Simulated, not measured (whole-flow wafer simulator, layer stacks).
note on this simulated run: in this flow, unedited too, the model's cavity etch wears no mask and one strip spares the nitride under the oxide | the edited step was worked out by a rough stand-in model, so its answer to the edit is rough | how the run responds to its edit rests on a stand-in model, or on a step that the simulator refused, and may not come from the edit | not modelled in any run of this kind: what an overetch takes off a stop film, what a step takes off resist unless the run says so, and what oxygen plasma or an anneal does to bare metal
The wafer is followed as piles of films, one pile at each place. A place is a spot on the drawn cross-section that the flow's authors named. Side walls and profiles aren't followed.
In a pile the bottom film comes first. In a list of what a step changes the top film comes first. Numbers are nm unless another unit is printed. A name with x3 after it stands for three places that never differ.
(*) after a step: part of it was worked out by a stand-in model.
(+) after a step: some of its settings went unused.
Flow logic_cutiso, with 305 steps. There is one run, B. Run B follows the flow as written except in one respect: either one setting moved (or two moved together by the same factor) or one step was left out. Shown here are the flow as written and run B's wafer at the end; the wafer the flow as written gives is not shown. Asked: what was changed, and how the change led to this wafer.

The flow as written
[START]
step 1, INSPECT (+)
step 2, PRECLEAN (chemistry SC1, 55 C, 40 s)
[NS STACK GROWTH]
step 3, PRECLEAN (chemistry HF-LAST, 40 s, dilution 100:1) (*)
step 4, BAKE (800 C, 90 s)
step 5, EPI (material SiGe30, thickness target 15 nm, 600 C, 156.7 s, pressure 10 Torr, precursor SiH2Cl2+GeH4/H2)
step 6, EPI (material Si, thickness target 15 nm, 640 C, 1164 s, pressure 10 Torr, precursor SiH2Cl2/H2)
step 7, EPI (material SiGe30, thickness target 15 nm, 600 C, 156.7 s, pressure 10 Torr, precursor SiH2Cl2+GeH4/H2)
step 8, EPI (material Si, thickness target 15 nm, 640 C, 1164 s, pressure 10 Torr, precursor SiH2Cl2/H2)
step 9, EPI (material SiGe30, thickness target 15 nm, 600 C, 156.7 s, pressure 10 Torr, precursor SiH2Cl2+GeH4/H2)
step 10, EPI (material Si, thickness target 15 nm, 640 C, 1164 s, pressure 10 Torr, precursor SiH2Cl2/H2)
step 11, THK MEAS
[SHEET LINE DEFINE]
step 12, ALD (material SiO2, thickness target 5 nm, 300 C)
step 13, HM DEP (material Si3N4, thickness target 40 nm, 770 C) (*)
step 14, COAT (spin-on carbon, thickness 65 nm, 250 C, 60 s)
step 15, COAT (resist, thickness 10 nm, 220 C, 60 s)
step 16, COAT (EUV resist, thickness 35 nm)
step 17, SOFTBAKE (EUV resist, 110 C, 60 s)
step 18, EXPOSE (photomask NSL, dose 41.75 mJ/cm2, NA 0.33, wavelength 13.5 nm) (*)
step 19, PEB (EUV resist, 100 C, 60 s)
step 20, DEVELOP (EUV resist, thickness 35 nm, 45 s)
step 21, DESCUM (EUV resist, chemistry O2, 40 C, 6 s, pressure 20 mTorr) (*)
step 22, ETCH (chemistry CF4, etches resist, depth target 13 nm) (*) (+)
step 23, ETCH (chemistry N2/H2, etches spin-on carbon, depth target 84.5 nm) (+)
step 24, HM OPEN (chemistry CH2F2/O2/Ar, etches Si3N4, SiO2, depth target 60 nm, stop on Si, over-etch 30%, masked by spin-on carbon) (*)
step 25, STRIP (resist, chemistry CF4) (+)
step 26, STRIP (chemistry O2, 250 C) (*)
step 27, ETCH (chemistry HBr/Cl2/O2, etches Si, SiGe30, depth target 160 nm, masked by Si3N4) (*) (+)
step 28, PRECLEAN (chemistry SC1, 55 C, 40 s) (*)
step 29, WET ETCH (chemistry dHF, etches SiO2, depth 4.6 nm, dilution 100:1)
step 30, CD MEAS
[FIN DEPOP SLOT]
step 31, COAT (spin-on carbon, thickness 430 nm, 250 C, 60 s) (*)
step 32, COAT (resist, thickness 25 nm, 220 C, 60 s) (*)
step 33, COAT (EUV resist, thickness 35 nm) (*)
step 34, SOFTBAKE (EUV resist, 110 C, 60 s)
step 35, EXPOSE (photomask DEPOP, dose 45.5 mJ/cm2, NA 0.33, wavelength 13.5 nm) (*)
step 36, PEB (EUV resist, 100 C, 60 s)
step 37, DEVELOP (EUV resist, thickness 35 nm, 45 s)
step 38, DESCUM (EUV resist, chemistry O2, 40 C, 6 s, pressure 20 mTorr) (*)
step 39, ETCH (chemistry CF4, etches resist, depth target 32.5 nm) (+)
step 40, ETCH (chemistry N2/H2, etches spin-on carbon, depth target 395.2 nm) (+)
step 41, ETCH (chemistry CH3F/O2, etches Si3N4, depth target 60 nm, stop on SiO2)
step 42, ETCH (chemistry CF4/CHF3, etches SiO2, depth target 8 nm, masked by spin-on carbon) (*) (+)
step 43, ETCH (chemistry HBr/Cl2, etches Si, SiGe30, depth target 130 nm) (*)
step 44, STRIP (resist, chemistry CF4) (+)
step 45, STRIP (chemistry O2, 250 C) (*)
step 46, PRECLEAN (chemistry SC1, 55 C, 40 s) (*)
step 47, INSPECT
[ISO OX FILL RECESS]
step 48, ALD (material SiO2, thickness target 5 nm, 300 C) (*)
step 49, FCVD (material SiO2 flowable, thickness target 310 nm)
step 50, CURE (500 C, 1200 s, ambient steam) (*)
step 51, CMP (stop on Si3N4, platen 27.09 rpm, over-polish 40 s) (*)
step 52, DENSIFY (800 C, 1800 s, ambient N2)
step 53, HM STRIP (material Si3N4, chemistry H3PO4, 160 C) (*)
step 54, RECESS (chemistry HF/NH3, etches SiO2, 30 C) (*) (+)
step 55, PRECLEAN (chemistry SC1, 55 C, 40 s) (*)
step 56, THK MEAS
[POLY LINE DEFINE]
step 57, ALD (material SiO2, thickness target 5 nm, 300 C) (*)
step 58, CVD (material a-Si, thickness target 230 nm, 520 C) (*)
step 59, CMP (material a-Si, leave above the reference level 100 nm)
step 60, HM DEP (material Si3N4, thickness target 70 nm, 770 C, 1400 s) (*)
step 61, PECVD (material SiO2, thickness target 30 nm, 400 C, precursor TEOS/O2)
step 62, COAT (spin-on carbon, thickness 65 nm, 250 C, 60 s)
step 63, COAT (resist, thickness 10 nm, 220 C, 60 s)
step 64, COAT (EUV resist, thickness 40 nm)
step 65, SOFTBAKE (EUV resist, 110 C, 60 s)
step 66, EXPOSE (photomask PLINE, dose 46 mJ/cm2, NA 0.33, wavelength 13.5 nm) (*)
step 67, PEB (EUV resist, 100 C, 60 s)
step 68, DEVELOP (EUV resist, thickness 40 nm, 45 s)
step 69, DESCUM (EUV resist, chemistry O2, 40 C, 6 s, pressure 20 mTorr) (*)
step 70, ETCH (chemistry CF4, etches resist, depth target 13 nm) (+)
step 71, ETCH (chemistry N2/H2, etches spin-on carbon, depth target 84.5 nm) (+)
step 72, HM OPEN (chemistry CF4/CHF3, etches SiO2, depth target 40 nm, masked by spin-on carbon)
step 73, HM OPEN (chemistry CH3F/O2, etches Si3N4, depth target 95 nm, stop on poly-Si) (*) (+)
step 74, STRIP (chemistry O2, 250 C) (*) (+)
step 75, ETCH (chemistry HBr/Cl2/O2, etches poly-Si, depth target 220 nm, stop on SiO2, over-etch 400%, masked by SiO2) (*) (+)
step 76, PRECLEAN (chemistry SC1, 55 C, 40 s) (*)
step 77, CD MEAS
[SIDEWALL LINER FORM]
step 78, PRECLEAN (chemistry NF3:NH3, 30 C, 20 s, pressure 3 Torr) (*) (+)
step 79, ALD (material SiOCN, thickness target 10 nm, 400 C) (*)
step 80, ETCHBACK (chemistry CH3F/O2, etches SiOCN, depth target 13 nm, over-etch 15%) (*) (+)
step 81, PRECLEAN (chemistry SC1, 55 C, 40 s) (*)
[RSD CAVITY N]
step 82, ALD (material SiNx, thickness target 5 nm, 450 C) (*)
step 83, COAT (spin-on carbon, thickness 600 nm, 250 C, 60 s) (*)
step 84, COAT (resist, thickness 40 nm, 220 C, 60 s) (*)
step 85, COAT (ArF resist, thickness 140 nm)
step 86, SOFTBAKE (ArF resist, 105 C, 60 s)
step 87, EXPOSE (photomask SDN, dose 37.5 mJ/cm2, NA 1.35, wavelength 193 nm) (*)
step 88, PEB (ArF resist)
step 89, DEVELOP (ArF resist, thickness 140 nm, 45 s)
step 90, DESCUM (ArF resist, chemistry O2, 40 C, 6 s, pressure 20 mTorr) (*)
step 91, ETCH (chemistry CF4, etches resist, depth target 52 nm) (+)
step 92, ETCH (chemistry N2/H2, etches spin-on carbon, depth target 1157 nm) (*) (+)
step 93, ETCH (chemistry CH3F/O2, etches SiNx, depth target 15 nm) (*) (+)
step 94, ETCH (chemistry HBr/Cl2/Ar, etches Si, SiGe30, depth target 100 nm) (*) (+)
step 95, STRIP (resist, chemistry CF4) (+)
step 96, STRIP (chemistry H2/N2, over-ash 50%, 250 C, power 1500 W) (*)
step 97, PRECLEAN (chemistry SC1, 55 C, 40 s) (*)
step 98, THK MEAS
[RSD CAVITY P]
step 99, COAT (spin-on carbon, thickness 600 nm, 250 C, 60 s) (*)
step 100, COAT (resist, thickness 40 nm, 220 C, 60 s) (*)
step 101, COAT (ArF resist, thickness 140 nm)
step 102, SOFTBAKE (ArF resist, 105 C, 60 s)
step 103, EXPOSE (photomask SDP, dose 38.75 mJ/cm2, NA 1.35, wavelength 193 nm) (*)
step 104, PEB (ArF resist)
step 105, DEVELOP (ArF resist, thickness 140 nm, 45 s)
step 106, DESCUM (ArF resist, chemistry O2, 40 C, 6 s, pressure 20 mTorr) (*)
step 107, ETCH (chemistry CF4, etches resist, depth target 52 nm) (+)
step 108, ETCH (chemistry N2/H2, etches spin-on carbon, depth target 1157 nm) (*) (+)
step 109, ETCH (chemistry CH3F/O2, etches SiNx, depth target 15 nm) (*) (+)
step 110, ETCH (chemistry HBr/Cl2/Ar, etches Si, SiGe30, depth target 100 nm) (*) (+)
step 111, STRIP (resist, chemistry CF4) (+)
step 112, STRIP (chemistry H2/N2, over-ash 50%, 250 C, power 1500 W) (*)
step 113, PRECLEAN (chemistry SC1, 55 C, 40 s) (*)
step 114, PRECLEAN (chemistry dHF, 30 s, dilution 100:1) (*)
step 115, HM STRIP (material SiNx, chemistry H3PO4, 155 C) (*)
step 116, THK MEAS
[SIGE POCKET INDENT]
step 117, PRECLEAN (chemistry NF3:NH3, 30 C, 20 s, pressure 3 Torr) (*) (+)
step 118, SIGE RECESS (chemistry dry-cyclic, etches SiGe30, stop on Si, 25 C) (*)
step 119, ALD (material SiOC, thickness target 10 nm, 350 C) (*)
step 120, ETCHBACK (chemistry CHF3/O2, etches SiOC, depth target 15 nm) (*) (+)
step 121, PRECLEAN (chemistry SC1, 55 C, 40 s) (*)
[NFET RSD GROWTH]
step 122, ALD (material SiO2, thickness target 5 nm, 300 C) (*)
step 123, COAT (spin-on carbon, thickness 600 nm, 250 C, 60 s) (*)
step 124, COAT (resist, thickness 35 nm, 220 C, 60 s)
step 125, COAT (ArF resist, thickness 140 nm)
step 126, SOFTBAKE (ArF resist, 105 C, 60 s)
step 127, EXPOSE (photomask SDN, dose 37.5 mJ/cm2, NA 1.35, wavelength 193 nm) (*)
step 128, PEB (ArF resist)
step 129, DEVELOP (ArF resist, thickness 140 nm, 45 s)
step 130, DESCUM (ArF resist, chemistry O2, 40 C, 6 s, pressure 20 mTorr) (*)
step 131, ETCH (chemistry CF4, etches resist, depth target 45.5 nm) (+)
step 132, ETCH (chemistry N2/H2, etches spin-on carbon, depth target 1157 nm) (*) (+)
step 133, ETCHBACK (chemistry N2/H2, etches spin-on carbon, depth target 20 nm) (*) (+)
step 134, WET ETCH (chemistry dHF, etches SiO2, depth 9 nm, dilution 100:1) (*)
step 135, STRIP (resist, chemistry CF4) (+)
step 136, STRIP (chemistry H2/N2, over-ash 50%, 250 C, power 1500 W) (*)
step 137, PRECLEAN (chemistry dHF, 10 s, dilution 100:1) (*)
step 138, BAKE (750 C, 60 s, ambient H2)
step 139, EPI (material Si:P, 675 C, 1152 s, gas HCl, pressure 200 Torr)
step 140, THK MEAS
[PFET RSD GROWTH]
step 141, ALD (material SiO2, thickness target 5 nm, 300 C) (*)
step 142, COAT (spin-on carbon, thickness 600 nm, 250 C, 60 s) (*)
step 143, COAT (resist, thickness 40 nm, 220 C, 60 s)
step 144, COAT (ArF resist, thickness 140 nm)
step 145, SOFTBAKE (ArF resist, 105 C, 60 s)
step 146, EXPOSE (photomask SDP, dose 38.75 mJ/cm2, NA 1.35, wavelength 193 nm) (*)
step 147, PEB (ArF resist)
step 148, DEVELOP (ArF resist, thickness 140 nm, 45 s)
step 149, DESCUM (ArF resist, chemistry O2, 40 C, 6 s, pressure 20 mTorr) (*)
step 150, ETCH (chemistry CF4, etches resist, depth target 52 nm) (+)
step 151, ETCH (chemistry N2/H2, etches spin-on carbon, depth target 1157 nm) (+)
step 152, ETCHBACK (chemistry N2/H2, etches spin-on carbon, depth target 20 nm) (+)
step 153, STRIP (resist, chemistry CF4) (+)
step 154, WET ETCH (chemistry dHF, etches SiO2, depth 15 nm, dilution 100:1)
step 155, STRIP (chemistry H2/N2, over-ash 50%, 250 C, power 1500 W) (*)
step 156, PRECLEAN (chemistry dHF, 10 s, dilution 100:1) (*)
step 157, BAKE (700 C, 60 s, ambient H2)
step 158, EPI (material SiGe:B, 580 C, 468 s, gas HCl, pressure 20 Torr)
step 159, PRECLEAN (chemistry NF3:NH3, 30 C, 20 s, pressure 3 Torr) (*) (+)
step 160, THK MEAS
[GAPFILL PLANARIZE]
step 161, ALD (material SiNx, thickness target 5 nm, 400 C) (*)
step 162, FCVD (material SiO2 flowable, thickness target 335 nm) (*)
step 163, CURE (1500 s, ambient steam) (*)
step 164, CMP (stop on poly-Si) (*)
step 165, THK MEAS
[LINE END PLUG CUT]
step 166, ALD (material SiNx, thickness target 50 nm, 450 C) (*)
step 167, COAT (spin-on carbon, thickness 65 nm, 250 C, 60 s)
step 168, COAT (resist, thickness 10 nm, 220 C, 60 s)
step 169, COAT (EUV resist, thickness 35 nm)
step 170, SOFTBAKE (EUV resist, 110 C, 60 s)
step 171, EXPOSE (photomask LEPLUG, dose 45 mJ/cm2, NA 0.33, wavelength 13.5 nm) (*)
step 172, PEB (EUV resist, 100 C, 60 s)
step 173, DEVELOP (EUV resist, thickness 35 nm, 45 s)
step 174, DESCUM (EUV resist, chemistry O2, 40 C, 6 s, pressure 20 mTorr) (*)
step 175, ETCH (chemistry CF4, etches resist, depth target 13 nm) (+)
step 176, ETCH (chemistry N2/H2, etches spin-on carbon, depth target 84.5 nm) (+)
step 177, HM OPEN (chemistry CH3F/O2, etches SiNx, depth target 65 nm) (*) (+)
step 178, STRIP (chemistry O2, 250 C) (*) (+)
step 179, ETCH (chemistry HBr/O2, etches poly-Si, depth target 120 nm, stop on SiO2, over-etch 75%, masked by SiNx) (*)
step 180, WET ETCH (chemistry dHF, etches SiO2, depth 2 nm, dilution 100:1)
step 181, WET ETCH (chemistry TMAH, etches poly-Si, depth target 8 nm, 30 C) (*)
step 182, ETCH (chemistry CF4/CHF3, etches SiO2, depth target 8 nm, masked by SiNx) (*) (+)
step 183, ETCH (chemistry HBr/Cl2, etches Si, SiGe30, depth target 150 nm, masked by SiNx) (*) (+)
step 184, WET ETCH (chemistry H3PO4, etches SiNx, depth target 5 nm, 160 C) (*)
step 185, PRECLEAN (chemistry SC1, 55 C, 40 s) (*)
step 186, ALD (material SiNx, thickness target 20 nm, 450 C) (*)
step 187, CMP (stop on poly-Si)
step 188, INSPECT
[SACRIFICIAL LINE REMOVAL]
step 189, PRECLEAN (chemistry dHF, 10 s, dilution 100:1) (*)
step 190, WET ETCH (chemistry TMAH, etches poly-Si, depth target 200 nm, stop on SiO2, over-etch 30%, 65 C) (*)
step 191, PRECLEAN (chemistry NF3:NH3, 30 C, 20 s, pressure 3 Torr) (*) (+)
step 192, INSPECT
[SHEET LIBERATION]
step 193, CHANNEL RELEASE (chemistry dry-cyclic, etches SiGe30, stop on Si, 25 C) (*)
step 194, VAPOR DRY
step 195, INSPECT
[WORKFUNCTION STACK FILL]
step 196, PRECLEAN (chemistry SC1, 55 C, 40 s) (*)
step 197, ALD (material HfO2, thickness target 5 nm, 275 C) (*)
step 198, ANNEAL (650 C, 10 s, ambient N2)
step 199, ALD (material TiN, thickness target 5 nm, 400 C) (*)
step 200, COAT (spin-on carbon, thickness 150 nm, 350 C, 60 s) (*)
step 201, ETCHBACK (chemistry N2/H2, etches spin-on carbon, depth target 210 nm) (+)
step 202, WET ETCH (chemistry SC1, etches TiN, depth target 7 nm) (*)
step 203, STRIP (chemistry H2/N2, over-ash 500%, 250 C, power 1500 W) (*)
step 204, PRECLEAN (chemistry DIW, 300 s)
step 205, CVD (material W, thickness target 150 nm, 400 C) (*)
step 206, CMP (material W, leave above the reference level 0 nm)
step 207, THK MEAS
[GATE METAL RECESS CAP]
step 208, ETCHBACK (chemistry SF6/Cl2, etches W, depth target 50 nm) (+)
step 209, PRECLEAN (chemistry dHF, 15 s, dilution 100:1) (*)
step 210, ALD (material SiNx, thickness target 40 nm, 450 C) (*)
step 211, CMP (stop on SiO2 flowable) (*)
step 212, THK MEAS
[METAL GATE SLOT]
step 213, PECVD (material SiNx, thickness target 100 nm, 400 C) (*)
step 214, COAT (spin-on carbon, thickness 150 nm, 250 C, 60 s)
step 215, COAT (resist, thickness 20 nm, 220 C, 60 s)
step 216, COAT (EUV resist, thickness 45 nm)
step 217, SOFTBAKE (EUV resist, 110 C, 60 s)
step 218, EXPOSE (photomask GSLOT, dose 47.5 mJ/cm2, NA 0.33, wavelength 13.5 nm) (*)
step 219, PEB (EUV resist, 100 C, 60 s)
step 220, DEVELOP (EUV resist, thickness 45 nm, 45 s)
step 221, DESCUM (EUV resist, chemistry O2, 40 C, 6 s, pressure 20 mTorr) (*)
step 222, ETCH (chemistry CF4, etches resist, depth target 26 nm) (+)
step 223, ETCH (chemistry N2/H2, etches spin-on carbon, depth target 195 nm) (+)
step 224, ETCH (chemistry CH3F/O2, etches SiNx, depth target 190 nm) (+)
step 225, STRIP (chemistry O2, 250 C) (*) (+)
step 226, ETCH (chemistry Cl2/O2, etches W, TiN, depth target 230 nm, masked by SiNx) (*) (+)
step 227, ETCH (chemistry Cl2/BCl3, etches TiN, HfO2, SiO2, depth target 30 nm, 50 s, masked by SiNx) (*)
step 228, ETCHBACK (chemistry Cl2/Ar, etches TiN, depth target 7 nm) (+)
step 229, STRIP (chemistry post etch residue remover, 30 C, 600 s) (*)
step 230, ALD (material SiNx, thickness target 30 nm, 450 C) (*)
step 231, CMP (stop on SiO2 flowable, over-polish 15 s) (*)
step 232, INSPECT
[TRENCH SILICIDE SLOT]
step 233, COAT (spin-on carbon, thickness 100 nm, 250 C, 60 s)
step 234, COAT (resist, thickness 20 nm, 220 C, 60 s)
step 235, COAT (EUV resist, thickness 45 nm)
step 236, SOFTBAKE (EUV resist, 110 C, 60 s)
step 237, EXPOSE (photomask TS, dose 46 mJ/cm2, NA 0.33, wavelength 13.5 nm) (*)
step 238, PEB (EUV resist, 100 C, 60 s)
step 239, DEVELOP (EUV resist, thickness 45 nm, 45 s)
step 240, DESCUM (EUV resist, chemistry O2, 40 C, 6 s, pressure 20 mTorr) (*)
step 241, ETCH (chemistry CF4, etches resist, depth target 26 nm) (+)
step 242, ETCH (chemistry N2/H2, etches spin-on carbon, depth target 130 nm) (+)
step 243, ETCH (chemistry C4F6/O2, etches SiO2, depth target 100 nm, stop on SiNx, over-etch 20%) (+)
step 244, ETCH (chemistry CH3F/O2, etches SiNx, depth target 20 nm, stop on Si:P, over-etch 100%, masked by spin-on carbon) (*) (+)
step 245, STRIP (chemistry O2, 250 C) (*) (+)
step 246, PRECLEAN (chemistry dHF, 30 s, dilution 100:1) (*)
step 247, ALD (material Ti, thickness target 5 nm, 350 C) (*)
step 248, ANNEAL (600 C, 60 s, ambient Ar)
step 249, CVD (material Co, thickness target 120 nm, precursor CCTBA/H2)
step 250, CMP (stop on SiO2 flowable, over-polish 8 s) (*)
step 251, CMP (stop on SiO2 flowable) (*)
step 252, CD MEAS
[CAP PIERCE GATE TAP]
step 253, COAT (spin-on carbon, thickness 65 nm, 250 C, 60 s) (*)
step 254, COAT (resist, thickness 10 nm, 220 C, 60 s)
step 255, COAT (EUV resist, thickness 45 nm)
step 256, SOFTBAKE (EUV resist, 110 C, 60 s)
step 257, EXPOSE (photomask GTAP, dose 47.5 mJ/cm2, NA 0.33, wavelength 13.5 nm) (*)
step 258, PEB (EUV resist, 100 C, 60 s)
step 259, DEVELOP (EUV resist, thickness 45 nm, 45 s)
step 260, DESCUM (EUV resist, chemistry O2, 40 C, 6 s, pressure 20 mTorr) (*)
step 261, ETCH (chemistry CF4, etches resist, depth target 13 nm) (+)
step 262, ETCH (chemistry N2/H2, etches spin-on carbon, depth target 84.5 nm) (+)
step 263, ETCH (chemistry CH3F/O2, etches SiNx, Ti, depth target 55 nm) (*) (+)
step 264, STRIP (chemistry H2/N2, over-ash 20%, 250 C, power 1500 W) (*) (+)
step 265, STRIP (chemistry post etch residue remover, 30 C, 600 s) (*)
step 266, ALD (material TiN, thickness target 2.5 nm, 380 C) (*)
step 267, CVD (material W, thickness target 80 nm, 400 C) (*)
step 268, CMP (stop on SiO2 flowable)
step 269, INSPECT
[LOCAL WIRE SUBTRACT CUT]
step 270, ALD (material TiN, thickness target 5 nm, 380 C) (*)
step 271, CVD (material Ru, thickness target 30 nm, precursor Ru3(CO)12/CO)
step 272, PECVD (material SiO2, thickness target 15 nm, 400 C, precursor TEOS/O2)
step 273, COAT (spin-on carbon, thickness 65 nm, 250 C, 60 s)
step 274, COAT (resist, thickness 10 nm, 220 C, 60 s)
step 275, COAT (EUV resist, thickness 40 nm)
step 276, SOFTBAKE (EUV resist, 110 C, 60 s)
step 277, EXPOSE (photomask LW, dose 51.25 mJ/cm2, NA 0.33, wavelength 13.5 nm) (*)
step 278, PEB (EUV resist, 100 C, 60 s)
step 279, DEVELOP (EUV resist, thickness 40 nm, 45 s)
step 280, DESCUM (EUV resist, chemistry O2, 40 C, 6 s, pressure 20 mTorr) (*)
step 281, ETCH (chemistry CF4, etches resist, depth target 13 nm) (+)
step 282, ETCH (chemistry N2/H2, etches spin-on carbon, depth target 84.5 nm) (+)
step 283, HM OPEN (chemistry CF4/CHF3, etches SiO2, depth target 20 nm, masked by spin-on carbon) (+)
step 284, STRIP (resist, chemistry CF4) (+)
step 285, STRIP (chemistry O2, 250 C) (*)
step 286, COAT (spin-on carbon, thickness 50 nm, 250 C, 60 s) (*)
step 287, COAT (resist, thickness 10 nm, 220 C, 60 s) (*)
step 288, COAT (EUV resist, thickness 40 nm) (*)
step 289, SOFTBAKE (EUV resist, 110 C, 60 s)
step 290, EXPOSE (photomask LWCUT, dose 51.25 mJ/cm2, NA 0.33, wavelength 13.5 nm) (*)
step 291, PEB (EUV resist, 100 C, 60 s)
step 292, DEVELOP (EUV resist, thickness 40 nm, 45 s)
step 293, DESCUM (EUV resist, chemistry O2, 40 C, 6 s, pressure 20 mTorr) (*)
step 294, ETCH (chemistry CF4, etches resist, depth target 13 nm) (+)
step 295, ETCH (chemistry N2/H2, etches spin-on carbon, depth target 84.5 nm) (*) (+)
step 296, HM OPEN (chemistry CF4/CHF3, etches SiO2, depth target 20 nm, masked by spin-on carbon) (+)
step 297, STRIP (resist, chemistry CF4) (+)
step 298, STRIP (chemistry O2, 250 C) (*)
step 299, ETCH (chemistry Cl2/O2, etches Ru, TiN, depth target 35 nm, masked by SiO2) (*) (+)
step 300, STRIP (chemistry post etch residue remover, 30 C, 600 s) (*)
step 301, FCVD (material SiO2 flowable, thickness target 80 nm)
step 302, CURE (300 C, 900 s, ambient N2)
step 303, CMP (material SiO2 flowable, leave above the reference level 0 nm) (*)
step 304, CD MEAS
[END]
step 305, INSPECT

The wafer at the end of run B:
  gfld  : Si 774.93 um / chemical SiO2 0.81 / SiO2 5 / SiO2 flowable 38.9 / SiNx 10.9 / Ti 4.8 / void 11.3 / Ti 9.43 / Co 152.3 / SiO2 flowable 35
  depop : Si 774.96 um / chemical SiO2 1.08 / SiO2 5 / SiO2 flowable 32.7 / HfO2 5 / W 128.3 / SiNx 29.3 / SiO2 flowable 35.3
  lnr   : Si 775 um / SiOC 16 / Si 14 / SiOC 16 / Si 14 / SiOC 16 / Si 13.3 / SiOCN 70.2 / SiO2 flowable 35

The reason: step 230, ALD: thickness target 12 nm was run, though the flow has thickness target 30 nm.

Step by step, how the change led to this:
  step 230, ALD (material SiNx, thickness target 30 nm, 450 C) (*)
      depop, dpovl, gl and 18 more: +12 SiNx (as written it would have been: +30 SiNx)
      gfld: +12 SiNx (new film) (as written it would have been: +260.6 SiNx (new film))
  step 231, CMP (stop on SiO2 flowable, over-polish 15 s) (*)
      gfld: nothing (as written it would have been: -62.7 SiNx)
      depop, dpovl, gl and 9 more: -44.7 SiNx (as written it would have been: -62.7 SiNx)
      (as well as at 9 more places)
  step 233, COAT (spin-on carbon, thickness 100 nm, 250 C, 60 s)
      gl, glp, lnrt, plug, rsdn, rsdw, tap: +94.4 spin-on carbon (new film) (as written it would have been: +100 spin-on carbon (new film))
      gxn, gxp: +94.1 spin-on carbon (new film) (as written it would have been: +100 spin-on carbon (new film))
      (as well as at 8 more places)
  step 234, COAT (resist, thickness 20 nm, 220 C, 60 s)
      gfld: +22 resist (new film) (as written it would have been: +20 resist (new film))
      iso: +21.2 resist (new film) (as written it would have been: +20 resist (new film))
  step 242, ETCH (chemistry N2/H2, etches spin-on carbon, depth target 130 nm) (+)
      rsdn, rsdp, rsdw: -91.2 spin-on carbon (all of it), -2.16 SiO2 flowable (as written it would have been: -97 spin-on carbon (all of it), -1.83 SiO2 flowable)
  step 243, ETCH (chemistry C4F6/O2, etches SiO2, depth target 100 nm, stop on SiNx, over-etch 20%) (+)
      gfld: -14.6 resist (all of it), -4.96 spin-on carbon (as written it would have been: -12.6 resist (all of it), -5.26 spin-on carbon)
      iso: -13.8 resist (all of it), -5.07 spin-on carbon (as written it would have been: -12.6 resist (all of it), -5.26 spin-on carbon)
  step 245, STRIP (chemistry O2, 250 C) (*) (+)
      gl, glp, lnrt, plug, tap: -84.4 spin-on carbon (all of it) (as written it would have been: -90 spin-on carbon (all of it))
      gxn, gxp: -84.1 spin-on carbon (all of it) (as written it would have been: -90 spin-on carbon (all of it))
      (as well as at 7 more places)
  step 246, PRECLEAN (chemistry dHF, 30 s, dilution 100:1) (*)
      lnr, lnri, lnrp, lnrt: -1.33 SiOCN (as written it would have been: -0.82 SiOCN)
  step 247, ALD (material Ti, thickness target 5 nm, 350 C) (*)
      gfld: +9.43 Ti (new film), +11.3 void (new film), +4.8 Ti (new film) (as written it would have been: +5 Ti (new film))
  step 249, CVD (material Co, thickness target 120 nm, precursor CCTBA/H2)
      gfld: +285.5 Co (new film) (as written it would have been: +120.3 Co (new film))
  step 250, CMP (stop on SiO2 flowable, over-polish 8 s) (*)
      gfld: -127 Co (as written it would have been: -120.3 Co (all of it), -5 Ti (all of it), -1.83 SiNx)
  step 251, CMP (stop on SiO2 flowable) (*)
      gfld: -5 Co (as written it would have been: -5 SiNx)
      iso: -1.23 Co (all of it), -5 Ti (all of it) (as written it would have been: -1.22 Co (all of it), -4.34 Ti)
  step 265, STRIP (chemistry post etch residue remover, 30 C, 600 s) (*)
      iso: nothing (as written it would have been: -0.66 Ti (all of it))
  step 268, CMP (stop on SiO2 flowable)
      gfld: -80 W (all of it), -2.5 TiN (all of it), -1.23 Co (as written it would have been: -80.2 W (all of it), -2.5 TiN (all of it), -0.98 SiNx)
If metal films that touch count as one body, gfld has 2 bodies (between them, from the top down: void 11.3); the flow as written gives 0 bodies.
